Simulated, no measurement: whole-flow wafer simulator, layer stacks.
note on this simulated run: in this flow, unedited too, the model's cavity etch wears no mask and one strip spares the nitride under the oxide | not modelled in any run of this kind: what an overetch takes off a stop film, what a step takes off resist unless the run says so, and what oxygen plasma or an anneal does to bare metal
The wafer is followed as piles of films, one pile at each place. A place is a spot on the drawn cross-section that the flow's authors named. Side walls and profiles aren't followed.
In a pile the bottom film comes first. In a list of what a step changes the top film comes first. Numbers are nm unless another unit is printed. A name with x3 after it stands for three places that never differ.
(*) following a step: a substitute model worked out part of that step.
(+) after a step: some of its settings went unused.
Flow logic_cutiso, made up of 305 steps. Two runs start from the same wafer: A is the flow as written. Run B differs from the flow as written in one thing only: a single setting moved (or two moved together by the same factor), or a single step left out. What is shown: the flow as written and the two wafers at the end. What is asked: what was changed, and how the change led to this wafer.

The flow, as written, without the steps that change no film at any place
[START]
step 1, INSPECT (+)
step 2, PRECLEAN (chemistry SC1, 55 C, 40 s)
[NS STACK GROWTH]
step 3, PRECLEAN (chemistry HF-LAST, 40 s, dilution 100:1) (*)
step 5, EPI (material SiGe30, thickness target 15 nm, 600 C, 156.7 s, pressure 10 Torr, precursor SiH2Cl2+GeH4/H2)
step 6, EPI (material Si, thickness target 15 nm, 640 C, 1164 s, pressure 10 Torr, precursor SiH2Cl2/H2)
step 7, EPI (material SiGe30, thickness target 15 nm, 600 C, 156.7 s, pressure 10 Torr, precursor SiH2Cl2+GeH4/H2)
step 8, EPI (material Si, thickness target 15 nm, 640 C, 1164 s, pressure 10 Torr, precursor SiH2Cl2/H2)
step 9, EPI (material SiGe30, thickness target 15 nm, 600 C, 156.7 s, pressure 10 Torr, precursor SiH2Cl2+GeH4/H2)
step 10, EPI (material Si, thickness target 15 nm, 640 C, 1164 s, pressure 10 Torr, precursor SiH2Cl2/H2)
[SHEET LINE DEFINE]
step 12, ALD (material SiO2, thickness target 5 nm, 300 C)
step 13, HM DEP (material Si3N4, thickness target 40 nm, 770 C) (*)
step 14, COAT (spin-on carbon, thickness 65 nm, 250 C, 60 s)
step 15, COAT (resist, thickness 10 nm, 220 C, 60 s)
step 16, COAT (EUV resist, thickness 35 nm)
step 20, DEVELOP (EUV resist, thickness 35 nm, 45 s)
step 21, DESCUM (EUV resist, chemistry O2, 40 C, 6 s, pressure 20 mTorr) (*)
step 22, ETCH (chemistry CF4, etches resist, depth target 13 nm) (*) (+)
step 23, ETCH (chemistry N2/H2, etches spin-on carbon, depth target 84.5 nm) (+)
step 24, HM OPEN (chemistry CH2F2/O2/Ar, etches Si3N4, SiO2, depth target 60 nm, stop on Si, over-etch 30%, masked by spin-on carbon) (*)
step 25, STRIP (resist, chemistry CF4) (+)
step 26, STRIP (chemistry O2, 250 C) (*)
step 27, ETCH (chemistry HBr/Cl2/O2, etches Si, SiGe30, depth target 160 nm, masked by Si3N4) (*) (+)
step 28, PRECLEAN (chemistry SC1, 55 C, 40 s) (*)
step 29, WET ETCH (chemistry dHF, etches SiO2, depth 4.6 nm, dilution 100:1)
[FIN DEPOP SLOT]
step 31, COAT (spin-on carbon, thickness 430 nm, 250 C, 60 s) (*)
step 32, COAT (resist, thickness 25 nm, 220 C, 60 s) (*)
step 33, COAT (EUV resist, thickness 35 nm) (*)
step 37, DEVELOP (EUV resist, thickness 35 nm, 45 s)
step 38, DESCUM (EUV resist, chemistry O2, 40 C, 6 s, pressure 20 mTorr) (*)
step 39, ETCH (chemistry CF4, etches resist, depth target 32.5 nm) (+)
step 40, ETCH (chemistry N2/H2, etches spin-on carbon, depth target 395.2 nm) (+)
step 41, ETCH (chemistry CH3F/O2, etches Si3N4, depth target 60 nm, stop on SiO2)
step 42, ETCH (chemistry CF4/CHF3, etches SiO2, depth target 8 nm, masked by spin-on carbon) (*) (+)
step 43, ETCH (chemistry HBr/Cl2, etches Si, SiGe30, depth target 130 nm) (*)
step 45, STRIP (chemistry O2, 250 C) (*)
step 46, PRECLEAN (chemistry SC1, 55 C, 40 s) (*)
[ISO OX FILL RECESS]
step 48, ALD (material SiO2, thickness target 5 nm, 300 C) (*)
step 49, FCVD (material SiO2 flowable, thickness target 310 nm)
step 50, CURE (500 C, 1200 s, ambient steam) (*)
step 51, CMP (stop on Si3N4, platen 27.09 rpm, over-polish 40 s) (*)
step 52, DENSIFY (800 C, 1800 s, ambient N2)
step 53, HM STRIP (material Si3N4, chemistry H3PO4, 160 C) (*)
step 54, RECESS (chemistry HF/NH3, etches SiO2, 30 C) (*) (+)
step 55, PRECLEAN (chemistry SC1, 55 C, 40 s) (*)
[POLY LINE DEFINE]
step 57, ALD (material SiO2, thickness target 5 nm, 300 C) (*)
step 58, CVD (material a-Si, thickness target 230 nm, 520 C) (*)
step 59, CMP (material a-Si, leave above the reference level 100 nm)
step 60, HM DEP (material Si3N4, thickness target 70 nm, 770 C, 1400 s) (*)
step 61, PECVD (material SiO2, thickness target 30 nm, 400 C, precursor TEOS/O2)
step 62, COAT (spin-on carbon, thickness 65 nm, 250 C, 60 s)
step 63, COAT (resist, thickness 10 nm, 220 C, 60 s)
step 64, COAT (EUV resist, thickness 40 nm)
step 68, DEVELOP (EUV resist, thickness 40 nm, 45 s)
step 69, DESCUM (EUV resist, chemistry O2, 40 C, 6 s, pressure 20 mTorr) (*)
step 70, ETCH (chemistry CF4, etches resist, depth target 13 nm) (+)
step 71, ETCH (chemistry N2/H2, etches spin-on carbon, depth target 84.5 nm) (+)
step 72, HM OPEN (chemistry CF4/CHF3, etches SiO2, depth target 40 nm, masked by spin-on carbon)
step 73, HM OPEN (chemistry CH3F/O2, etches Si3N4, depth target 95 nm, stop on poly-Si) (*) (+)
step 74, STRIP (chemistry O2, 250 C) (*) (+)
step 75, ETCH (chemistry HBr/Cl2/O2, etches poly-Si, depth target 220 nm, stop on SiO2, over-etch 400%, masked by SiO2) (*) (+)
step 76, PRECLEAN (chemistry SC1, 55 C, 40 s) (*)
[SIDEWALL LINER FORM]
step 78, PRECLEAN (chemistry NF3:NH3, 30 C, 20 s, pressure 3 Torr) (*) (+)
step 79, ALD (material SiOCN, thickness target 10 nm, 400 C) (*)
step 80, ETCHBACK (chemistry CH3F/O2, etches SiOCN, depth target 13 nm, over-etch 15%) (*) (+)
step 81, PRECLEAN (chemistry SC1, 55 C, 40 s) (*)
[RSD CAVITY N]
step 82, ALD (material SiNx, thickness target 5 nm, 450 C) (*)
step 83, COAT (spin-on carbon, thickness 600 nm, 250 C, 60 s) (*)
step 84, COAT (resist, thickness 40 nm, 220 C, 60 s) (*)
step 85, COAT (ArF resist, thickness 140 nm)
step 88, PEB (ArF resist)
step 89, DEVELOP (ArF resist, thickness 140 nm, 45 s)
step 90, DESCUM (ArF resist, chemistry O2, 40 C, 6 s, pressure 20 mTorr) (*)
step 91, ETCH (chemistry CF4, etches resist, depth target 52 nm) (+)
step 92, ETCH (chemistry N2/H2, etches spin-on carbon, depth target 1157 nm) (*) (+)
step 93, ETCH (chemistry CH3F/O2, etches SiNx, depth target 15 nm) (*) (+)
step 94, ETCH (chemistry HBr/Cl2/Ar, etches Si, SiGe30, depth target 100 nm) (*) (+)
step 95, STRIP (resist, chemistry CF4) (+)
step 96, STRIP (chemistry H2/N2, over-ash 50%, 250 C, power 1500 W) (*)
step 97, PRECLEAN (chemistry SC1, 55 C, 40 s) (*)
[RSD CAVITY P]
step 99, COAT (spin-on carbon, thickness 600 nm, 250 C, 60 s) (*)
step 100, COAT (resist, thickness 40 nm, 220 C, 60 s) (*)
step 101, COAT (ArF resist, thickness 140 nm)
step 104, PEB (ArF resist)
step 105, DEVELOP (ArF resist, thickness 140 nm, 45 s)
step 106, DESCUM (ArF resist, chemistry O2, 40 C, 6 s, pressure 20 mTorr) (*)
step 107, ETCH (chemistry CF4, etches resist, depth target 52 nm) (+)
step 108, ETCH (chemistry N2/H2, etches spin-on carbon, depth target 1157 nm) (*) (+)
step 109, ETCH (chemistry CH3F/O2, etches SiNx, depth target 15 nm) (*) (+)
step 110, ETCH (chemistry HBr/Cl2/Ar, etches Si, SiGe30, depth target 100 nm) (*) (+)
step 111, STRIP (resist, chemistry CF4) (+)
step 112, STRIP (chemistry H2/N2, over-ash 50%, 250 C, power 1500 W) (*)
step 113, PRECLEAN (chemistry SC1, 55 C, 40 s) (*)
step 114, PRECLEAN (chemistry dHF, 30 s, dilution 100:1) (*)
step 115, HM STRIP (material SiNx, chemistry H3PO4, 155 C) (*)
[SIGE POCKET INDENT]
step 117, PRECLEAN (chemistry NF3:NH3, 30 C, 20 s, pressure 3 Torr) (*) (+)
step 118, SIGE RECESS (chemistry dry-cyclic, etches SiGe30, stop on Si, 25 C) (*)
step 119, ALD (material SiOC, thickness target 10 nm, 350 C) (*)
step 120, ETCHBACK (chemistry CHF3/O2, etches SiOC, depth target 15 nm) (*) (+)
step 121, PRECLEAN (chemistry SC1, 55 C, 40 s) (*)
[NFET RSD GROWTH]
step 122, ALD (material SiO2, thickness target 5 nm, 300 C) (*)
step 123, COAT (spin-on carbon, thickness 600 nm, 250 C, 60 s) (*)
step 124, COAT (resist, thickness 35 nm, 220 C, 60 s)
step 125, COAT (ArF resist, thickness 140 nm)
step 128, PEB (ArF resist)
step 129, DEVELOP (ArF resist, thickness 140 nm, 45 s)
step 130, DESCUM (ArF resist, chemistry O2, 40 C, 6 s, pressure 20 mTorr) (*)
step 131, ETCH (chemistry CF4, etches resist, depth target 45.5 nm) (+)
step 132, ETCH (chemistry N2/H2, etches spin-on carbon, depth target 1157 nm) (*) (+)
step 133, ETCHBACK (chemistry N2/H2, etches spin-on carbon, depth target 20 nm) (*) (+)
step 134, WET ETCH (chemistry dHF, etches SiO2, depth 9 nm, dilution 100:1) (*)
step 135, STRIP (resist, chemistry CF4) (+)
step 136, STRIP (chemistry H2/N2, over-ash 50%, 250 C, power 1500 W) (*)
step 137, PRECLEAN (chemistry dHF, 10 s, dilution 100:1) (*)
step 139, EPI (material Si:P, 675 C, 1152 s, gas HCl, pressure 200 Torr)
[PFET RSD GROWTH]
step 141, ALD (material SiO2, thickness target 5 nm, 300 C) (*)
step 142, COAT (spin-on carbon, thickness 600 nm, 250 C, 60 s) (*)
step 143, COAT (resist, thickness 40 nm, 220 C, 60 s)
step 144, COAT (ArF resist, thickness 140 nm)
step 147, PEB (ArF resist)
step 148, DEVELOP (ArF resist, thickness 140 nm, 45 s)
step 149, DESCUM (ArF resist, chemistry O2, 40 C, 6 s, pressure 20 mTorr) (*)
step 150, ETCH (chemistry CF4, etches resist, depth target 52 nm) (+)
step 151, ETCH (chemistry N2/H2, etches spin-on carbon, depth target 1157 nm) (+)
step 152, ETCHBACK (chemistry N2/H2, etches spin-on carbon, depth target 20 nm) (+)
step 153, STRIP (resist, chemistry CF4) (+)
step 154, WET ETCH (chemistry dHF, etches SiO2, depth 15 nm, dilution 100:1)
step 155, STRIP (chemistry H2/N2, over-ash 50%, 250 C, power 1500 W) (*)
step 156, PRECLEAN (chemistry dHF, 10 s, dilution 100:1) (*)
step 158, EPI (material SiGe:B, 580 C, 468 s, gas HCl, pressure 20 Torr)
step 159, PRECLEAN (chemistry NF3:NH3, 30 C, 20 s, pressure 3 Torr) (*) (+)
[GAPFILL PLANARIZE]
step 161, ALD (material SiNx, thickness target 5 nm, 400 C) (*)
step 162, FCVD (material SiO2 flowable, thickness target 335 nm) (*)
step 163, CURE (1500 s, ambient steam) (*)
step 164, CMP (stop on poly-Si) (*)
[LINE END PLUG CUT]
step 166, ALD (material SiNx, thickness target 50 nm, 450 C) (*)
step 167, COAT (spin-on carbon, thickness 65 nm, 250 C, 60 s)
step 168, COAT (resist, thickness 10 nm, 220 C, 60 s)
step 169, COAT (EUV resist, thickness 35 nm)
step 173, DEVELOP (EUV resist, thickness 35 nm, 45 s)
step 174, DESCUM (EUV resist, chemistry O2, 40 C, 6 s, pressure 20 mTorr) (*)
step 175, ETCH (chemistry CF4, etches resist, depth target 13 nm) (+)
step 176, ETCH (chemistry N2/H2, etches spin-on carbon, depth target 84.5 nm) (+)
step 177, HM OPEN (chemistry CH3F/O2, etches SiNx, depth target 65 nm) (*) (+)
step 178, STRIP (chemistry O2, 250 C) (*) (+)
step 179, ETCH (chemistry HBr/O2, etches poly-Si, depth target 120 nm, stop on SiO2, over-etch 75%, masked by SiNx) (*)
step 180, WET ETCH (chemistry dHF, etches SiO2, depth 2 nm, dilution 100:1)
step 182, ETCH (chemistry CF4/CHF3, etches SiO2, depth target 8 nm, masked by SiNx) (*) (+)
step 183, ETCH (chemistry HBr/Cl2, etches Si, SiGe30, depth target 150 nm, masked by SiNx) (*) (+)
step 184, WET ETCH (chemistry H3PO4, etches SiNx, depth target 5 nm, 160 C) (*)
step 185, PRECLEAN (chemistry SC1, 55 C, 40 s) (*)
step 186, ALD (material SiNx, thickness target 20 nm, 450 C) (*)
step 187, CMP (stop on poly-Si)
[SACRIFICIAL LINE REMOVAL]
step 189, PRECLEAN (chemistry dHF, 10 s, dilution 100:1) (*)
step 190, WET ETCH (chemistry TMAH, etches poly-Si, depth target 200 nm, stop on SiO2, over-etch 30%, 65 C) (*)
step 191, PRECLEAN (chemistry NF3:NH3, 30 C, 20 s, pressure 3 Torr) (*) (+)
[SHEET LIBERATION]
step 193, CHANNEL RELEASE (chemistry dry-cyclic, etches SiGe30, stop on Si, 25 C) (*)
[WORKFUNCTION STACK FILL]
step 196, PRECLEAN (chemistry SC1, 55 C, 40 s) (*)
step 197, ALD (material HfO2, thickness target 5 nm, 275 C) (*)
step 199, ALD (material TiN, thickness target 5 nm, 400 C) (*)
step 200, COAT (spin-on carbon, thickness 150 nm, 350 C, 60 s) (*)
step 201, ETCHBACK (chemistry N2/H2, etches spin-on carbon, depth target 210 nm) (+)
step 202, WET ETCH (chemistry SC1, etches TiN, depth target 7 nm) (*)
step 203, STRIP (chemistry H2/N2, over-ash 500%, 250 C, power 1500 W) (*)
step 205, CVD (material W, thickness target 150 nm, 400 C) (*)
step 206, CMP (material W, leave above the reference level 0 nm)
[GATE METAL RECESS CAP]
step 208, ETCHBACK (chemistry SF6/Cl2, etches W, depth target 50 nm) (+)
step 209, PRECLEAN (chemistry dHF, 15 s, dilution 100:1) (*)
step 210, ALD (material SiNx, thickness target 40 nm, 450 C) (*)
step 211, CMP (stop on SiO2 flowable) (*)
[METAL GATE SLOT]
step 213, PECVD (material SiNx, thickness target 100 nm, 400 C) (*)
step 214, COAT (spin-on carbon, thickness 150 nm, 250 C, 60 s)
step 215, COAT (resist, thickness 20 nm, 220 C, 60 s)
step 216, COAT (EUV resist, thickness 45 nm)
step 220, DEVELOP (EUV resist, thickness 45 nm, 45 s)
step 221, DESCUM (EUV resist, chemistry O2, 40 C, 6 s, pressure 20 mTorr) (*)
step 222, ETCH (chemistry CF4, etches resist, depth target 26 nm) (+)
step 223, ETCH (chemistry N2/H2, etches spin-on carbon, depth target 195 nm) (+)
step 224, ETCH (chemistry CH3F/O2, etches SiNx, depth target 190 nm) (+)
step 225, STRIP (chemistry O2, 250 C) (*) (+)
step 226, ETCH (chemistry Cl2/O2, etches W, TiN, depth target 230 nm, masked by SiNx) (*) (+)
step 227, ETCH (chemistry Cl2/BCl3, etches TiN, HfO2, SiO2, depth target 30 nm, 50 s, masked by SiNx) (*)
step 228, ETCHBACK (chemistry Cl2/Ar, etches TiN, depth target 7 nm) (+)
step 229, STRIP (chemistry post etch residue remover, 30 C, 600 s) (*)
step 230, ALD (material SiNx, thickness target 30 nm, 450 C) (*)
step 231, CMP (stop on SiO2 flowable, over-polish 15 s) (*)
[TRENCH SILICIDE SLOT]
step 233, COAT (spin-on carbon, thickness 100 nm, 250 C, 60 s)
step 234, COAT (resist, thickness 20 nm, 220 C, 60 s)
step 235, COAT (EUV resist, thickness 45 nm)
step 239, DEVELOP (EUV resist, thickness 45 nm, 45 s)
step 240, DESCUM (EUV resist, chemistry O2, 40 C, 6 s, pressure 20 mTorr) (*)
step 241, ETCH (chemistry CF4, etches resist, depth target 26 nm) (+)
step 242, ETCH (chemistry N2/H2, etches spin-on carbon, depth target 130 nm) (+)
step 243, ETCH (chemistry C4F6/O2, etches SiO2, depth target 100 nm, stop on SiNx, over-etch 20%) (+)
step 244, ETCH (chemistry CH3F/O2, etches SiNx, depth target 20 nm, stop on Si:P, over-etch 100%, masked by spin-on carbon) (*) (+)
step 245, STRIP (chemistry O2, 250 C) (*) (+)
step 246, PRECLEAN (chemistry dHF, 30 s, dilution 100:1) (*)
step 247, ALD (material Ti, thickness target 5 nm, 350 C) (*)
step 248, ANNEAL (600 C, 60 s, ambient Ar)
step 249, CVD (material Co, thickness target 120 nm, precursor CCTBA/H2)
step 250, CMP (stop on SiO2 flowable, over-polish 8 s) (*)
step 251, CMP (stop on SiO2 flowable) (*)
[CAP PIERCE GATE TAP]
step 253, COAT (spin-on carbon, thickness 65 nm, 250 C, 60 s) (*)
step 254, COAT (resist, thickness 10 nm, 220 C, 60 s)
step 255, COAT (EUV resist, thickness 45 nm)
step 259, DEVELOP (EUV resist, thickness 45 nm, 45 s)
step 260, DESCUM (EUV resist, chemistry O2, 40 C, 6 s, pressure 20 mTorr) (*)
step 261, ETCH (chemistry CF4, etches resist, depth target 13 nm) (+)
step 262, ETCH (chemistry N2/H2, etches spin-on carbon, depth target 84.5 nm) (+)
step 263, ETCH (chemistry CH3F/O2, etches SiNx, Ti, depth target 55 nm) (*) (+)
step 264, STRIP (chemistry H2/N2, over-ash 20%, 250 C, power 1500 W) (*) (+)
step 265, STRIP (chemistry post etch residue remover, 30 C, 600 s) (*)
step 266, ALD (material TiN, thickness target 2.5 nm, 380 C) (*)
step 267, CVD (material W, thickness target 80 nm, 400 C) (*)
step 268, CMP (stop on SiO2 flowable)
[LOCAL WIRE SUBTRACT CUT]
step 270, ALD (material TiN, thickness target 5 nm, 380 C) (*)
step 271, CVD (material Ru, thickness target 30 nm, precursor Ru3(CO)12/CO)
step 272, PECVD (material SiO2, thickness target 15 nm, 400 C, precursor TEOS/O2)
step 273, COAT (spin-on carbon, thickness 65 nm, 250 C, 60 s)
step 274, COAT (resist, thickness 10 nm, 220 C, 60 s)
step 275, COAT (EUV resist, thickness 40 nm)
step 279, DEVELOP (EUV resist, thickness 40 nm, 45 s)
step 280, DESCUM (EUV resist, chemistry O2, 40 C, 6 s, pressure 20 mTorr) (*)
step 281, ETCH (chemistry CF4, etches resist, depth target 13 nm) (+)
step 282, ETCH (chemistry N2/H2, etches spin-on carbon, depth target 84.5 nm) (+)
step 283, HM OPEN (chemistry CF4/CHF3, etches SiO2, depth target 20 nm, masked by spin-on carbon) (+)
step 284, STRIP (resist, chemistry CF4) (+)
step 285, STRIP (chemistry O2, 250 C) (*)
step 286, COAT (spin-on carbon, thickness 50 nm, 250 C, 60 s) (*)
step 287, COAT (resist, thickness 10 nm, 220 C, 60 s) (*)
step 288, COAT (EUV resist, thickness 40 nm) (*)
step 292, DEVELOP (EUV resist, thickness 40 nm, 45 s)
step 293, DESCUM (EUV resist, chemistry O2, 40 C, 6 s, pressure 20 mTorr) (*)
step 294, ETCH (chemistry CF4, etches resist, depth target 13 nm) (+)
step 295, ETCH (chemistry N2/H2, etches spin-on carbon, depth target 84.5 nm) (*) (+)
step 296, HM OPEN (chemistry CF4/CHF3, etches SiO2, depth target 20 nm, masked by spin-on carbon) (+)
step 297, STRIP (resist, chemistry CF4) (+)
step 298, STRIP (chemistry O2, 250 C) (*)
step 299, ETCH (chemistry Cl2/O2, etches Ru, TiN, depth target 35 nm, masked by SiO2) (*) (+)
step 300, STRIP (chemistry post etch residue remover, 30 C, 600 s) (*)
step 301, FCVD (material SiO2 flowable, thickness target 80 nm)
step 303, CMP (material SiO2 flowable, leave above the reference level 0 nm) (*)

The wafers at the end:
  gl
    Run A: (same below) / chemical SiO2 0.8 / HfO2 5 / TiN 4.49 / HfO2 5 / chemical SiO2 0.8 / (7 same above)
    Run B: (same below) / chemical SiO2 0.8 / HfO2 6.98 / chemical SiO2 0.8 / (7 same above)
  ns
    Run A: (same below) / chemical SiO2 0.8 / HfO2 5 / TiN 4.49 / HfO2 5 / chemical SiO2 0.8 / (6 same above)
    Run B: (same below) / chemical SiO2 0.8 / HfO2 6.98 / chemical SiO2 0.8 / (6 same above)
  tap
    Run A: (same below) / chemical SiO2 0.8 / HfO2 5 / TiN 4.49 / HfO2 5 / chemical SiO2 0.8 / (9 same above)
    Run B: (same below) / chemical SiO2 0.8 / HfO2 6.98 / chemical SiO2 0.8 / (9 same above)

Cause: step 9, EPI: thickness target 7.5 nm was run, whereas the flow has thickness target 15 nm; step 9, EPI: 78.3 s was run, where the flow has 156.7 s.

The path from the change to this, step by step:
  step 9, EPI (material SiGe30, thickness target 15 nm, 600 C, 156.7 s, pressure 10 Torr, precursor SiH2Cl2+GeH4/H2)
      depop, dpovl, gfld and 19 more: A +15 SiGe30 (new film) | B +7.5 SiGe30 (new film)
  step 27, ETCH (chemistry HBr/Cl2/O2, etches Si, SiGe30, depth target 160 nm, masked by Si3N4) (*) (+)
      gfld, gxf, iso, lnri: A -0.79 chemical SiO2 (all of it), -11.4 Si (all of it), -15 SiGe30 (all of it), -15 Si (all of it), -15 SiGe30 (all of it), -15 Si (all of it), -15 SiGe30 (all of it), -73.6 Si | B -0.79 chemical SiO2 (all of it), -11.4 Si (all of it), -7.5 SiGe30 (all of it), -15 Si (all of it), -15 SiGe30 (all of it), -15 Si (all of it), -15 SiGe30 (all of it), -81.1 Si
      dpovl, nsgap: A -0.79 chemical SiO2 (all of it), -11.8 Si (all of it), -15 SiGe30 (all of it), -15 Si (all of it), -15 SiGe30 (all of it), -15 Si (all of it), -15 SiGe30 (all of it), -73.2 Si | B -0.79 chemical SiO2 (all of it), -11.8 Si (all of it), -7.5 SiGe30 (all of it), -15 Si (all of it), -15 SiGe30 (all of it), -15 Si (all of it), -15 SiGe30 (all of it), -80.7 Si
      (also at 1 further place)
  step 43, ETCH (chemistry HBr/Cl2, etches Si, SiGe30, depth target 130 nm) (*)
      depop: A -14 Si (all of it), -15 SiGe30 (all of it), -15 Si (all of it), -15 SiGe30 (all of it), -15 Si (all of it), -15 SiGe30 (all of it), -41 Si | B -14 Si (all of it), -7.5 SiGe30 (all of it), -15 Si (all of it), -15 SiGe30 (all of it), -15 Si (all of it), -15 SiGe30 (all of it), -48.5 Si
  step 94, ETCH (chemistry HBr/Cl2/Ar, etches Si, SiGe30, depth target 100 nm) (*) (+)
      rsdn, rsdx: A -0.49 chemical SiO2 (all of it), -12.8 Si (all of it), -15 SiGe30 (all of it), -15 Si (all of it), -15 SiGe30 (all of it), -15 Si (all of it), -15 SiGe30 (all of it), -12.2 Si | B -0.49 chemical SiO2 (all of it), -12.8 Si (all of it), -7.5 SiGe30 (all of it), -15 Si (all of it), -15 SiGe30 (all of it), -15 Si (all of it), -15 SiGe30 (all of it), -19.7 Si
  step 110, ETCH (chemistry HBr/Cl2/Ar, etches Si, SiGe30, depth target 100 nm) (*) (+)
      rsdp, rsdw: A -0.49 chemical SiO2 (all of it), -12.8 Si (all of it), -15 SiGe30 (all of it), -15 Si (all of it), -15 SiGe30 (all of it), -15 Si (all of it), -15 SiGe30 (all of it), -12.2 Si | B -0.49 chemical SiO2 (all of it), -12.8 Si (all of it), -7.5 SiGe30 (all of it), -15 Si (all of it), -15 SiGe30 (all of it), -15 Si (all of it), -15 SiGe30 (all of it), -19.7 Si
  step 118, SIGE RECESS (chemistry dry-cyclic, etches SiGe30, stop on Si, 25 C) (*)
      lnr, lnrp, lnrt: A -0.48 SiOCN, -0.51 Si, +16 cavity (new film), -15 SiGe30 (all of it), -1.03 Si, +16 cavity (new film), -15 SiGe30 (all of it), -1.03 Si, +16 cavity (new film), -15 SiGe30 (all of it), -0.51 Si | B -0.48 SiOCN, -0.51 Si, +8.52 cavity (new film), -7.5 SiGe30 (all of it), -1.03 Si, +16 cavity (new film), -15 SiGe30 (all of it), -1.03 Si, +16 cavity (new film), -15 SiGe30 (all of it), -0.51 Si
  step 119, ALD (material SiOC, thickness target 10 nm, 350 C) (*)
      lnr, lnrp, lnrt: A +10 SiOC (new film), +16 SiOC (new film), -16 cavity (all of it), +16 SiOC (new film), -16 cavity (all of it), +16 SiOC (new film), -16 cavity (all of it) | B +10 SiOC (new film), +8.52 SiOC (new film), -8.52 cavity (all of it), +16 SiOC (new film), -16 cavity (all of it), +16 SiOC (new film), -16 cavity (all of it)
  step 183, ETCH (chemistry HBr/Cl2, etches Si, SiGe30, depth target 150 nm, masked by SiNx) (*) (+)
      plug: A -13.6 Si (all of it), -15 SiGe30 (all of it), -15 Si (all of it), -15 SiGe30 (all of it), -15 Si (all of it), -15 SiGe30 (all of it), -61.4 Si | B -13.6 Si (all of it), -7.5 SiGe30 (all of it), -15 Si (all of it), -15 SiGe30 (all of it), -15 Si (all of it), -15 SiGe30 (all of it), -68.9 Si
  step 193, CHANNEL RELEASE (chemistry dry-cyclic, etches SiGe30, stop on Si, 25 C) (*)
      gl, glp, gxn, gxp, ns, tap: A +0.8 chemical SiO2 (new film), -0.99 Si, +0.8 chemical SiO2 (new film), +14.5 cavity (new film), +0.8 chemical SiO2 (new film), -15 SiGe30 (all of it), -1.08 Si, +0.8 chemical SiO2 (new film), +14.5 cavity (new film), +0.8 chemical SiO2 (new film), -15 SiGe30 (all of it), -1.08 Si, +0.8 chemical SiO2 (new film), +14.5 cavity (new film), +0.8 chemical SiO2 (new film), -15 SiGe30 (all of it), -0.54 Si | B +0.8 chemical SiO2 (new film), -0.99 Si, +0.8 chemical SiO2 (new film), +6.98 cavity (new film), +0.8 chemical SiO2 (new film), -7.5 SiGe30 (all of it), -1.08 Si, +0.8 chemical SiO2 (new film), +14.5 cavity (new film), +0.8 chemical SiO2 (new film), -15 SiGe30 (all of it), -1.08 Si, +0.8 chemical SiO2 (new film), +14.5 cavity (new film), +0.8 chemical SiO2 (new film), -15 SiGe30 (all of it), -0.54 Si
  step 197, ALD (material HfO2, thickness target 5 nm, 275 C) (*)
      gl, glp, gxn, gxp, ns, tap: A +5 HfO2 (new film), +5 HfO2 (new film), -10 cavity, +5 HfO2 (new film), +5 HfO2 (new film), -10 cavity, +5 HfO2 (new film), +5 HfO2 (new film), -10 cavity, +5 HfO2 (new film) | B +5 HfO2 (new film), +6.98 HfO2 (new film), -6.98 cavity (all of it), +5 HfO2 (new film), -10 cavity, +5 HfO2 (new film), +5 HfO2 (new film), -10 cavity, +5 HfO2 (new film)
  step 199, ALD (material TiN, thickness target 5 nm, 400 C) (*)
      gl, glp, tap: A +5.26 TiN (new film), +4.49 TiN (new film), -4.49 cavity (all of it), +4.49 TiN (new film), -4.49 cavity (all of it), +4.49 TiN (new film), -4.49 cavity (all of it) | B +5.26 TiN (new film), +4.49 TiN (new film), -4.49 cavity (all of it), +4.49 TiN (new film), -4.49 cavity (all of it)
      gxn, gxp, ns: A +5 TiN (new film), +4.49 TiN (new film), -4.49 cavity (all of it), +4.49 TiN (new film), -4.49 cavity (all of it), +4.49 TiN (new film), -4.49 cavity (all of it) | B +5 TiN (new film), +4.49 TiN (new film), -4.49 cavity (all of it), +4.49 TiN (new film), -4.49 cavity (all of it)
Taking metal films that touch as one body, gl has 3 bodies (between them, from the top down: HfO2 5 / chemical SiO2 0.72 / Si 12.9 / chemical SiO2 0.8 / HfO2 6.98 / chemical SiO2 0.8 / Si 13.9 / chemical SiO2 0.8 / HfO2 5; HfO2 5 / chemical SiO2 0.8 / Si 13.9 / chemical SiO2 0.8 / HfO2 5); the flow as written gives 4 bodies (between them, from the top down: HfO2 5 / chemical SiO2 0.72 / Si 12.9 / chemical SiO2 0.8 / HfO2 5; HfO2 5 / chemical SiO2 0.8 / Si 13.9 / chemical SiO2 0.8 / HfO2 5; HfO2 5 / chemical SiO2 0.8 / Si 13.9 / chemical SiO2 0.8 / HfO2 5).
Taking metal films that touch as one body, ns has 3 bodies (between them, from the top down: HfO2 5 / chemical SiO2 0.72 / Si 12.9 / chemical SiO2 0.8 / HfO2 6.98 / chemical SiO2 0.8 / Si 13.9 / chemical SiO2 0.8 / HfO2 5; HfO2 5 / chemical SiO2 0.8 / Si 13.9 / chemical SiO2 0.8 / HfO2 5); the flow as written gives 4 bodies (between them, from the top down: HfO2 5 / chemical SiO2 0.72 / Si 12.9 / chemical SiO2 0.8 / HfO2 5; HfO2 5 / chemical SiO2 0.8 / Si 13.9 / chemical SiO2 0.8 / HfO2 5; HfO2 5 / chemical SiO2 0.8 / Si 13.9 / chemical SiO2 0.8 / HfO2 5).
Taking metal films that touch as one body, tap has 3 bodies (between them, from the top down: HfO2 5 / chemical SiO2 0.72 / Si 12.9 / chemical SiO2 0.8 / HfO2 6.98 / chemical SiO2 0.8 / Si 13.9 / chemical SiO2 0.8 / HfO2 5; HfO2 5 / chemical SiO2 0.8 / Si 13.9 / chemical SiO2 0.8 / HfO2 5); the flow as written gives 4 bodies (between them, from the top down: HfO2 5 / chemical SiO2 0.72 / Si 12.9 / chemical SiO2 0.8 / HfO2 5; HfO2 5 / chemical SiO2 0.8 / Si 13.9 / chemical SiO2 0.8 / HfO2 5; HfO2 5 / chemical SiO2 0.8 / Si 13.9 / chemical SiO2 0.8 / HfO2 5).
